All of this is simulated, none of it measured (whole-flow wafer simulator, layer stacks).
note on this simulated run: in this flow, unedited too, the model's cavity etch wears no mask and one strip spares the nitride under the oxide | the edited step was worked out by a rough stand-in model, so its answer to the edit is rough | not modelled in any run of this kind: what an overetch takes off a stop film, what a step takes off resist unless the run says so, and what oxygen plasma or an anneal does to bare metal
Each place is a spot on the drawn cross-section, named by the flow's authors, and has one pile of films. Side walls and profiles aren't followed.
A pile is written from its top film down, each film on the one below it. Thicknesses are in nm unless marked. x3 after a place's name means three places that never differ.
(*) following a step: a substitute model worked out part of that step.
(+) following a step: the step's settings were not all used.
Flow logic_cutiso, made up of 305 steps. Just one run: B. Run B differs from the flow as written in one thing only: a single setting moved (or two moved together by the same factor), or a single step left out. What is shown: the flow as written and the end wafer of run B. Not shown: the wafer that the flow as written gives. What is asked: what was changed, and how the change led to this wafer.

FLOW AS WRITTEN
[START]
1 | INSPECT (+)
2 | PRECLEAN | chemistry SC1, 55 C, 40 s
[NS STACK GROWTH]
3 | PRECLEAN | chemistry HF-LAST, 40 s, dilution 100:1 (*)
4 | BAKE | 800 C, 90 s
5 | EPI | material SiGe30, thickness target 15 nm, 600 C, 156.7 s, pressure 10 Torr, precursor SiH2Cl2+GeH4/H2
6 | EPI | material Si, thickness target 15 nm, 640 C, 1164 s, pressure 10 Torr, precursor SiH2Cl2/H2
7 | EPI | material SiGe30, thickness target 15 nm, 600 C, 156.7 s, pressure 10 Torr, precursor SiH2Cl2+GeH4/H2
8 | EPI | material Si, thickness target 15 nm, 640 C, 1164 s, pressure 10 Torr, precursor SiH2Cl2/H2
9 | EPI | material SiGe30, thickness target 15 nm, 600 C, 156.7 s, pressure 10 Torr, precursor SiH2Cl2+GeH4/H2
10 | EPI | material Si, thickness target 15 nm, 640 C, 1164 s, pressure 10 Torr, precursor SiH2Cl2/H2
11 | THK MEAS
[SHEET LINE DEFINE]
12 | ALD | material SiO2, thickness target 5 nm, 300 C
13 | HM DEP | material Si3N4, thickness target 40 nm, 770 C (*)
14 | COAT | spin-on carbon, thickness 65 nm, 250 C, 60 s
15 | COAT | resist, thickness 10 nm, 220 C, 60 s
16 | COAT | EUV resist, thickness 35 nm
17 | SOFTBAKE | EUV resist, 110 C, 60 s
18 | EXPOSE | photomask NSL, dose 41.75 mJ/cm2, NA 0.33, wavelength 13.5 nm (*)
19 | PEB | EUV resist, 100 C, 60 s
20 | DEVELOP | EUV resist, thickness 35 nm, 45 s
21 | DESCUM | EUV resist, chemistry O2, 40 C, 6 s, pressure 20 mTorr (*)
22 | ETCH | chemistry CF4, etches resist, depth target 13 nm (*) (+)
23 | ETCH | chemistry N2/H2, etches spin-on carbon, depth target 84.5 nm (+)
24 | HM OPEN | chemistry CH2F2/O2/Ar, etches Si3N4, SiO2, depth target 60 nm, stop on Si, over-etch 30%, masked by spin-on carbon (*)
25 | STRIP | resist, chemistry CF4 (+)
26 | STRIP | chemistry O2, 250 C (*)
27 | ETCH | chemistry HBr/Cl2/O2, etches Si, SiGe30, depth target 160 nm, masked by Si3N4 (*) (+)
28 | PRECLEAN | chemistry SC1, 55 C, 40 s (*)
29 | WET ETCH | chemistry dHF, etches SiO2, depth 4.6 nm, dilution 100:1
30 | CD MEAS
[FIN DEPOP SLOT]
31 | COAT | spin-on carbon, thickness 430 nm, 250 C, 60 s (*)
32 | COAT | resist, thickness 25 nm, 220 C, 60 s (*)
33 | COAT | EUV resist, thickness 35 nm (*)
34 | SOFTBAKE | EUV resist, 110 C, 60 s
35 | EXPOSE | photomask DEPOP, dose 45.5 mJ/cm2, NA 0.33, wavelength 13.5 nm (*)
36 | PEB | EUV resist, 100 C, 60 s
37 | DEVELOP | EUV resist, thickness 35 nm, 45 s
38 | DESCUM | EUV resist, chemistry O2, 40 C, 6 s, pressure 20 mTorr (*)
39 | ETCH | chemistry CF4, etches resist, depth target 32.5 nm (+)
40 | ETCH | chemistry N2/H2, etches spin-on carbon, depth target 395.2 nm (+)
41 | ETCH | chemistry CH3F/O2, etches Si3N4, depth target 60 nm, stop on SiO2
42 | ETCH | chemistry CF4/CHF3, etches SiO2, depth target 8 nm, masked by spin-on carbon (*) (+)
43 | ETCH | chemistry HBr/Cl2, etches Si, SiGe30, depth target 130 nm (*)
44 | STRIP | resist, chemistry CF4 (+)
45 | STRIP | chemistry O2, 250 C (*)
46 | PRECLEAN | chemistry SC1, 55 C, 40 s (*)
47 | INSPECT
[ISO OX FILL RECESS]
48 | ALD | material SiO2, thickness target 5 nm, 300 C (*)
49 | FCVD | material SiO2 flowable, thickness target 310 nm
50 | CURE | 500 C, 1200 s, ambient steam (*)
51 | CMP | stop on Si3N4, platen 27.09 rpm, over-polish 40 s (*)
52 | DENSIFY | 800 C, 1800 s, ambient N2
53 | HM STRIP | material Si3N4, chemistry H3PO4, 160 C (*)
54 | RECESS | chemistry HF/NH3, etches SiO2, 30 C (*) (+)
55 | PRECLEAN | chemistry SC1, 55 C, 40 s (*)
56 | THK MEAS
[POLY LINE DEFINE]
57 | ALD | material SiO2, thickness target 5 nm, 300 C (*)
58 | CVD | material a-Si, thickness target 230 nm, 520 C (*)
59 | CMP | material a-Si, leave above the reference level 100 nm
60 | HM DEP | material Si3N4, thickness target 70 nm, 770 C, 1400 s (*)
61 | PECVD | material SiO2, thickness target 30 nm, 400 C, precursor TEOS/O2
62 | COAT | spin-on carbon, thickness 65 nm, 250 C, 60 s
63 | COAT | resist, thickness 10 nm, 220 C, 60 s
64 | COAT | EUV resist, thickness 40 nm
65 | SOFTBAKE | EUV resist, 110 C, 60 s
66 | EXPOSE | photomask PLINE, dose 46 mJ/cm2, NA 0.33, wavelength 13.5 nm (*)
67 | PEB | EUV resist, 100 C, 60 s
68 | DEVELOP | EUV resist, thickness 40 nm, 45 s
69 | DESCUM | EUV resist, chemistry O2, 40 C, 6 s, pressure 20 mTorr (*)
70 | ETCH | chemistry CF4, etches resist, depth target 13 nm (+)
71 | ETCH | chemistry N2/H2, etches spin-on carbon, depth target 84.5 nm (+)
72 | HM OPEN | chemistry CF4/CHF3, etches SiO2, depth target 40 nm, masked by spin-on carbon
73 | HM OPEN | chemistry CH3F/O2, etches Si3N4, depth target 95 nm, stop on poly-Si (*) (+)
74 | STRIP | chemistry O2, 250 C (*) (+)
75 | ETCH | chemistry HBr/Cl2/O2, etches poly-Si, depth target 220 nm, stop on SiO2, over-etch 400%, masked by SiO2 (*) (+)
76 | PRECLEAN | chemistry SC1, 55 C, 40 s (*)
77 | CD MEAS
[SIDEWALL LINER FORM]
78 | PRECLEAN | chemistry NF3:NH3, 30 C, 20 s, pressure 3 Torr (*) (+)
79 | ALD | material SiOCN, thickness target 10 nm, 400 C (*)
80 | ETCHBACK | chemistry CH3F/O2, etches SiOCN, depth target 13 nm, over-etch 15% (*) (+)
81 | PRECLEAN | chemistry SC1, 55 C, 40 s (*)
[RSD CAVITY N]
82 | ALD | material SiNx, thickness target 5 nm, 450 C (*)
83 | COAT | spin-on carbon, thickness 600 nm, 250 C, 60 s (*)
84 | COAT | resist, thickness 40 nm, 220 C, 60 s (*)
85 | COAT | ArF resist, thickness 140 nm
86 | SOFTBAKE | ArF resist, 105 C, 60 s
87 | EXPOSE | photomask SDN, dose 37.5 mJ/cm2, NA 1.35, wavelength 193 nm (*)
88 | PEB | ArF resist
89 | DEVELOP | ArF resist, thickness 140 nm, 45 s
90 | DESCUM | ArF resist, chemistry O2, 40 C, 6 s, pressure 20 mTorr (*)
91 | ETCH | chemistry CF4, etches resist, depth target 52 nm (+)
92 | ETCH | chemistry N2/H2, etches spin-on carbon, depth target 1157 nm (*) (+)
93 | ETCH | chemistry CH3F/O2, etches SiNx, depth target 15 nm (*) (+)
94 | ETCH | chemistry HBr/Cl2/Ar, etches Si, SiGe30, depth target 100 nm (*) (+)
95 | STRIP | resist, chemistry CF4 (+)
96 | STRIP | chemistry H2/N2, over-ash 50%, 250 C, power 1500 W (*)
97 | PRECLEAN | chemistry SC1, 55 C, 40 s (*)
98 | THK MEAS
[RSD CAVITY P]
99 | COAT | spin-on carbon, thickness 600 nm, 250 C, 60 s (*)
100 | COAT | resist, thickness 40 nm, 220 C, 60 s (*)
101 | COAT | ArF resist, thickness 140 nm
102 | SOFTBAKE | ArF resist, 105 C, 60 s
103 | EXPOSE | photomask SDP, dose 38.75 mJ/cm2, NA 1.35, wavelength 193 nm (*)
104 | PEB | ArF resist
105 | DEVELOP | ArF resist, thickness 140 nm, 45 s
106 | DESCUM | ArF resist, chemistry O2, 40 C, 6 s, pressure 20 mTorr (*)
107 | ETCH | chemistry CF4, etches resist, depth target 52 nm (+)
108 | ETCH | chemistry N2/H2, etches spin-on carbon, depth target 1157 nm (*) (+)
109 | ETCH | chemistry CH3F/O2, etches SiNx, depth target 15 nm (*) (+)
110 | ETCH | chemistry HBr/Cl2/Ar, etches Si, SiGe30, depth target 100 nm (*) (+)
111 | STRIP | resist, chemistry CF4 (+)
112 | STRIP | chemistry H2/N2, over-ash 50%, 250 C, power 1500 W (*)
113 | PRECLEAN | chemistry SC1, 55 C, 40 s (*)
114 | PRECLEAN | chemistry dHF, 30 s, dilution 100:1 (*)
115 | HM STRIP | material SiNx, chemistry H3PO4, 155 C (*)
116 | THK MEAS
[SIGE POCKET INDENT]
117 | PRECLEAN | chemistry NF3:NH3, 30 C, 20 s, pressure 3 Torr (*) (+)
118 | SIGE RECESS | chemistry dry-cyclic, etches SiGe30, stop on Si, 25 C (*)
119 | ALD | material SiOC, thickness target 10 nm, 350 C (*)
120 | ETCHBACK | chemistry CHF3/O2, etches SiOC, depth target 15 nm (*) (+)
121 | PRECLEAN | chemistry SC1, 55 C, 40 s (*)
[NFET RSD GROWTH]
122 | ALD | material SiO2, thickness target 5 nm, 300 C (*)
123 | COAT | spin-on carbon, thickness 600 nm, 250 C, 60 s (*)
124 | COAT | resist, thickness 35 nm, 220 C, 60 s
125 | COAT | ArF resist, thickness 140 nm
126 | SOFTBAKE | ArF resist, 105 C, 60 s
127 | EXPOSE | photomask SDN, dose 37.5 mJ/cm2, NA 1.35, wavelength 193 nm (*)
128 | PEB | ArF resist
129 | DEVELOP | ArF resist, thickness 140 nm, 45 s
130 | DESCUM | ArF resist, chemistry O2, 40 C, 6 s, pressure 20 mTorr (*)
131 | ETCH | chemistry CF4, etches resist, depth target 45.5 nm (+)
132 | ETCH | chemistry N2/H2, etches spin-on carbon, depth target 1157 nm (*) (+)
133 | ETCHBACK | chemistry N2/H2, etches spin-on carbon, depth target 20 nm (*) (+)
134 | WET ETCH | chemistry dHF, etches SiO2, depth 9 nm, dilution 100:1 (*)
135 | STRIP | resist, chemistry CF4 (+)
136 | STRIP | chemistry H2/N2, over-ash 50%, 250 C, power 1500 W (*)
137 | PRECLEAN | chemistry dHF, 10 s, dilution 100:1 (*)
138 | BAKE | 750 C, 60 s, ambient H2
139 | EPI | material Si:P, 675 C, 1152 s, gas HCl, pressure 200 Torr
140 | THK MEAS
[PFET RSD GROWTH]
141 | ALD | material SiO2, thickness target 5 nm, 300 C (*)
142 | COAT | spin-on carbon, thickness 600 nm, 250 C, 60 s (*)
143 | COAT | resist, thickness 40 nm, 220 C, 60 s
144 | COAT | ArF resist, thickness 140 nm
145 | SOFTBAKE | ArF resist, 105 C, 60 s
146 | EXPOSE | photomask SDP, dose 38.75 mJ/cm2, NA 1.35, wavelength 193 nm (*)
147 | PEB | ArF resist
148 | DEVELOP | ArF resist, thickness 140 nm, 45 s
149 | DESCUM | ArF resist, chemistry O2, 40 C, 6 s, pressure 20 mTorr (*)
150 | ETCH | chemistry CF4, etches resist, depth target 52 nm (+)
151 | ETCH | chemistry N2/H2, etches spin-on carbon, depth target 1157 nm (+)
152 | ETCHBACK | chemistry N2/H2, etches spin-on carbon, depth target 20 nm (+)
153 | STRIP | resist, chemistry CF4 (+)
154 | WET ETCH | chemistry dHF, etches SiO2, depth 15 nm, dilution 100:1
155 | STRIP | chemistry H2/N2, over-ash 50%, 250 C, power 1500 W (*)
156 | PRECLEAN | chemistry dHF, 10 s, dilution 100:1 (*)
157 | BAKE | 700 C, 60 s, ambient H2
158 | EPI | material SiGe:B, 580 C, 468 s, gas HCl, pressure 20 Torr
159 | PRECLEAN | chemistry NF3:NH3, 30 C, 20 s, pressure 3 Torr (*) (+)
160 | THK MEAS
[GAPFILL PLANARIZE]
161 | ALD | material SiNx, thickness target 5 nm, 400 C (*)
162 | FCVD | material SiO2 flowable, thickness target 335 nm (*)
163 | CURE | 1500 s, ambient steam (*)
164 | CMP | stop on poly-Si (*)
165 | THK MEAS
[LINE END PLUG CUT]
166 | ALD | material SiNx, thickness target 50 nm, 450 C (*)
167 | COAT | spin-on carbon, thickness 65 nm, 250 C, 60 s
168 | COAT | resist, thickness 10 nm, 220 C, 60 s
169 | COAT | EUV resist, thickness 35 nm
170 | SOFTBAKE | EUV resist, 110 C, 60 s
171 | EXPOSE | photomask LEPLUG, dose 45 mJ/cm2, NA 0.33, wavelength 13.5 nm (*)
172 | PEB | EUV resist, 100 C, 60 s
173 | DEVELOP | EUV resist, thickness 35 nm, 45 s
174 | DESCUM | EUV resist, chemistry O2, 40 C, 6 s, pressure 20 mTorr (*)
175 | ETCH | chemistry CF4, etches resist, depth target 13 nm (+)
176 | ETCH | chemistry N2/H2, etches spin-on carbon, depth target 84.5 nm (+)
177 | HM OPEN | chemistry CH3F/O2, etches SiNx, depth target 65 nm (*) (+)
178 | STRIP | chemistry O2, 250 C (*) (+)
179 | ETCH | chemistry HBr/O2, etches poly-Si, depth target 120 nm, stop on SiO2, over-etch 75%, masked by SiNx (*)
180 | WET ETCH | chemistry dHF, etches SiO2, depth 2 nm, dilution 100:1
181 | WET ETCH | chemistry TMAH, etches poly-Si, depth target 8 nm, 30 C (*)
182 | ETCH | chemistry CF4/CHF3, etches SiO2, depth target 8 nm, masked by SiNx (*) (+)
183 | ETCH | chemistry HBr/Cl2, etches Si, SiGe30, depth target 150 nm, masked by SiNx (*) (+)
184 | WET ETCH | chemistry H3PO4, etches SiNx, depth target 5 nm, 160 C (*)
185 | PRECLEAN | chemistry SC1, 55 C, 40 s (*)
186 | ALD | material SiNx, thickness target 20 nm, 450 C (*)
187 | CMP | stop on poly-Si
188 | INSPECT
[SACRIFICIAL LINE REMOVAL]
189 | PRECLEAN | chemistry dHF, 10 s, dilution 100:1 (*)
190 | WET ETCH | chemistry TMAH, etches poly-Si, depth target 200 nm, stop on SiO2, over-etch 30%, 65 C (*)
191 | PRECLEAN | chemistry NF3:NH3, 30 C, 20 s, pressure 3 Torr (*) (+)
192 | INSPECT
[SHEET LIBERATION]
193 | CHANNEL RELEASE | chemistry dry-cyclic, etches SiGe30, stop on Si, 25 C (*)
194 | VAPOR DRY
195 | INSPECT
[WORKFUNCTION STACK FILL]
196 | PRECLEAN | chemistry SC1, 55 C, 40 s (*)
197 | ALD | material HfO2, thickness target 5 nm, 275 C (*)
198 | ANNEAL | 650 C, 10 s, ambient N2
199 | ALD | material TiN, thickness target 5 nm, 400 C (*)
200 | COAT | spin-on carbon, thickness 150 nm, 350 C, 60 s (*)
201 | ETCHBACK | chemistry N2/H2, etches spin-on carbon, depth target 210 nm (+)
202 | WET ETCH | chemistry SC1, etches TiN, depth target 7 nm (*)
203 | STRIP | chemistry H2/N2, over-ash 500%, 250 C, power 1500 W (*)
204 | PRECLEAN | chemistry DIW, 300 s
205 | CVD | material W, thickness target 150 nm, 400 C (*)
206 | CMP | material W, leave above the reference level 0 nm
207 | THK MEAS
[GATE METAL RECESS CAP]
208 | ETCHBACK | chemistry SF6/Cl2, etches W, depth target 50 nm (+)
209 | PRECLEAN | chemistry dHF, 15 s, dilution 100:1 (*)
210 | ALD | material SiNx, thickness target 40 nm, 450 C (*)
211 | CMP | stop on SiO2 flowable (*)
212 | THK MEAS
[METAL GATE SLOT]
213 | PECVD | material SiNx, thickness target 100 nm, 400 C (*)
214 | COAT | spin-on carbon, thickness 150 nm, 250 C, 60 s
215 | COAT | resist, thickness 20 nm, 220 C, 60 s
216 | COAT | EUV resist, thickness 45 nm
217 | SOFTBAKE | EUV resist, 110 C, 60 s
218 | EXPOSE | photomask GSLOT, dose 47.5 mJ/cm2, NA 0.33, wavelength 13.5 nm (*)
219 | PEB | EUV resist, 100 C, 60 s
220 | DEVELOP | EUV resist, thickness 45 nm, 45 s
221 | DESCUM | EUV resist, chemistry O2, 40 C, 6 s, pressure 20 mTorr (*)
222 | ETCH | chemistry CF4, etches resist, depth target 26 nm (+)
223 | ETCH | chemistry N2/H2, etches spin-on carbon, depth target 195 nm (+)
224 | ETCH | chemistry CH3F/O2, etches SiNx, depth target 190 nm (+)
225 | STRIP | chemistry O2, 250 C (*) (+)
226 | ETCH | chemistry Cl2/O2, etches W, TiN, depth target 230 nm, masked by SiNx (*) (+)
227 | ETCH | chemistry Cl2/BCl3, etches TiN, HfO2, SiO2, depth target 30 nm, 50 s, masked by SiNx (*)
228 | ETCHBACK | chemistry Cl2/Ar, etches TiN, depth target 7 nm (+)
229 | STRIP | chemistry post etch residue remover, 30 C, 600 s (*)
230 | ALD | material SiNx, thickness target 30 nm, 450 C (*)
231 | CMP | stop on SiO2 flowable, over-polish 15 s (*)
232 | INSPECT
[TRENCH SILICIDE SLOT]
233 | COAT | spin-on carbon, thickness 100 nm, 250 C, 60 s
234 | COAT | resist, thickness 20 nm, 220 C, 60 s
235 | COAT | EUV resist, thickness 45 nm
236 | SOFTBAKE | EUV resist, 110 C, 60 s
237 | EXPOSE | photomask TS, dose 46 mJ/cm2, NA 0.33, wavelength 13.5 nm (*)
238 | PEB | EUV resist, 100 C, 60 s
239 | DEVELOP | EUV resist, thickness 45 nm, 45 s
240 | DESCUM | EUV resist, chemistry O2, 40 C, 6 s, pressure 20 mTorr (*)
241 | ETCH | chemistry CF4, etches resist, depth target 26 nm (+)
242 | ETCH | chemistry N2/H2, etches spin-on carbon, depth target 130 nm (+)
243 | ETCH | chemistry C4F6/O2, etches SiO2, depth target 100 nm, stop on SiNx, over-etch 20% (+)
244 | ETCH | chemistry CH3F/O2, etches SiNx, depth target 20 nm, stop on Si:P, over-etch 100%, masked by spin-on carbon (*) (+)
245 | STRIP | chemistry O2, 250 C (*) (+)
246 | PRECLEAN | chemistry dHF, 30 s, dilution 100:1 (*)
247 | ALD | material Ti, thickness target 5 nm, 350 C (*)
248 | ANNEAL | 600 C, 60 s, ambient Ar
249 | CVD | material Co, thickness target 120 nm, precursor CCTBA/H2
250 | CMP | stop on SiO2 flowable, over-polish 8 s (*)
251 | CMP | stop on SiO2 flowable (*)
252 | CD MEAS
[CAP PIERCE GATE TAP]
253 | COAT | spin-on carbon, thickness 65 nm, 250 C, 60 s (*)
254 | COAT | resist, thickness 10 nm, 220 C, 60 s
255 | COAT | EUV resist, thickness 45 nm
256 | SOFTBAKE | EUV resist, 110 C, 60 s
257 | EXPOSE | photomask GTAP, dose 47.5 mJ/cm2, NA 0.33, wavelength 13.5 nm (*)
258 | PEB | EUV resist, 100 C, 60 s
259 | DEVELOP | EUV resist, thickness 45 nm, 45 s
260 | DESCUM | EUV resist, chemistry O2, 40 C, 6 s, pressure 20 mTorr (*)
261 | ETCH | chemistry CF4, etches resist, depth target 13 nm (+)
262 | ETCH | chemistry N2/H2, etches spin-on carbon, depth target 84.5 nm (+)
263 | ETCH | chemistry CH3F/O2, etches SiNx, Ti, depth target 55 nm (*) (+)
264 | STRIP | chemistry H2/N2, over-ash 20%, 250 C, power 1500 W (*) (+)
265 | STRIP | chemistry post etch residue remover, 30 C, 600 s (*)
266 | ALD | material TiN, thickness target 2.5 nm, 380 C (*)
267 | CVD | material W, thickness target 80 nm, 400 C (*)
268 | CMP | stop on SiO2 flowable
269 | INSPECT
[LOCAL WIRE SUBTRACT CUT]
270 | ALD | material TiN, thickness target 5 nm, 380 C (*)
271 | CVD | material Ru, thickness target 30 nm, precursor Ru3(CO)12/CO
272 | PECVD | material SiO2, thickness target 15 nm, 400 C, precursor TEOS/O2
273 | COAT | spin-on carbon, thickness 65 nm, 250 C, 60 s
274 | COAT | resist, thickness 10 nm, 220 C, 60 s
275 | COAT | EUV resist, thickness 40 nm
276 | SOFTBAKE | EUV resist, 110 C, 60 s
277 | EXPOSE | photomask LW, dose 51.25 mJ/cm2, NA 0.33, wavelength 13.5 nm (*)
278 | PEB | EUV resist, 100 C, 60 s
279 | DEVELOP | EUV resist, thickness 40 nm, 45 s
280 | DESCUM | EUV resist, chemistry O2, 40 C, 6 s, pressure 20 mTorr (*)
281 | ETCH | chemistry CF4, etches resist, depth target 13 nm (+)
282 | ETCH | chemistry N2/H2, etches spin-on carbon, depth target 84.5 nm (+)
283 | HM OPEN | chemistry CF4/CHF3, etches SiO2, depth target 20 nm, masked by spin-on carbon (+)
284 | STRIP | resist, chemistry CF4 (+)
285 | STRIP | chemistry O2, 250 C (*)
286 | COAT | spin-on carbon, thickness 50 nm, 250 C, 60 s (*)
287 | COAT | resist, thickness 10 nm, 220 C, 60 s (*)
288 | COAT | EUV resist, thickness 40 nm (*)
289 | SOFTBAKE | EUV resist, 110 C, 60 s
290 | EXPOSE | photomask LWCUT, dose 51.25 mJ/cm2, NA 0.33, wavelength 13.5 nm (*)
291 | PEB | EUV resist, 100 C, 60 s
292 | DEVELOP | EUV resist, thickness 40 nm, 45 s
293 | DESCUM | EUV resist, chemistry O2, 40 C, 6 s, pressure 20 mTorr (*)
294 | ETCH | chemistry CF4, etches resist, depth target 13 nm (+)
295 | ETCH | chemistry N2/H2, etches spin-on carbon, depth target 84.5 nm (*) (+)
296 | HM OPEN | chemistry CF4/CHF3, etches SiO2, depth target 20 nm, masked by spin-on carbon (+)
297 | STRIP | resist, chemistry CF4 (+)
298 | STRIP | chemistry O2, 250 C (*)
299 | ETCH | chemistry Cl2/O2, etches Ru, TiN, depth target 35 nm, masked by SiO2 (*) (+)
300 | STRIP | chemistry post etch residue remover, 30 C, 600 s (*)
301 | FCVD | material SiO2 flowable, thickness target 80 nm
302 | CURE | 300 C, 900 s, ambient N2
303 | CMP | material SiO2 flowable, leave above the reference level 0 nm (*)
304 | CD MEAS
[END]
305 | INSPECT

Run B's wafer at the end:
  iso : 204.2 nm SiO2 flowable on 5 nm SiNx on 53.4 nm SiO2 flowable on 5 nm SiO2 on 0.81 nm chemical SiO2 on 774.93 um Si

What caused this: step 119, ALD: thickness target 11.5 nm was run, while the flow as written has thickness target 10 nm.

Step by step, how the change led to this:
  119 | ALD | material SiOC, thickness target 10 nm, 350 C (*)
      depop, dpovl, gfld and 14 more: +11.5 SiOC (new film) (it would be, as written: +10 SiOC (new film))
      lnr, lnrp, lnrt: +11.5 SiOC (new film), +16 SiOC (new film), -16 cavity (all of it), +16 SiOC (new film), -16 cavity (all of it), +16 SiOC (new film), -16 cavity (all of it) (it would be, as written: +10 SiOC (new film), +16 SiOC (new film), -16 cavity (all of it), +16 SiOC (new film), -16 cavity (all of it), +16 SiOC (new film), -16 cavity (all of it))
      (as well as at 2 more places)
  120 | ETCHBACK | chemistry CHF3/O2, etches SiOC, depth target 15 nm (*) (+)
      gl, tap: -11.5 SiOC (all of it), -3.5 SiO2 (it would be, as written: -10 SiOC (all of it), -4.21 SiO2 (all of it), -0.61 Si3N4)
      glp: -11.5 SiOC (all of it), -3.5 SiO2 (it would be, as written: -10 SiOC (all of it), -4.25 SiO2 (all of it), -0.58 Si3N4)
      (as well as at 19 more places)
  122 | ALD | material SiO2, thickness target 5 nm, 300 C (*)
      gl, glp, tap: +5 SiO2 (it would be, as written: +5 SiO2 (new film))
      gxn: +5 SiO2 (it would be, as written: +6.76 SiO2 (new film))
      (as well as at 1 more place)
  132 | ETCH | chemistry N2/H2, etches spin-on carbon, depth target 1157 nm (*) (+)
      gl, tap: -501 spin-on carbon (all of it), -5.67 SiO2 (all of it), -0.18 Si3N4 (it would be, as written: -501.7 spin-on carbon (all of it), -5 SiO2 (all of it), -0.5 Si3N4)
  141 | ALD | material SiO2, thickness target 5 nm, 300 C (*)
      gxn: +10.8 SiO2 (new film) (it would be, as written: +10.1 SiO2 (new film))
  153 | STRIP | resist, chemistry CF4 (+)
      glp: -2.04 SiO2 (all of it) (it would be, as written: -1.36 SiO2 (all of it))
  164 | CMP | stop on poly-Si (*)
      depop, dpovl, isow, ns, nsgap: -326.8 SiO2 flowable (all of it), -5 SiNx (all of it), -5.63 SiO2 (all of it), -70 Si3N4 (all of it) (it would be, as written: -326.8 SiO2 flowable (all of it), -5 SiNx (all of it), -4.13 SiO2 (all of it), -70 Si3N4 (all of it))
      gfld, gxf: -251 SiO2 flowable (all of it), -5 SiNx (all of it), -5.63 SiO2 (all of it), -70 Si3N4 (all of it) (it would be, as written: -251.9 SiO2 flowable (all of it), -5 SiNx (all of it), -4.13 SiO2 (all of it), -70 Si3N4 (all of it))
      (as well as at 2 more places)
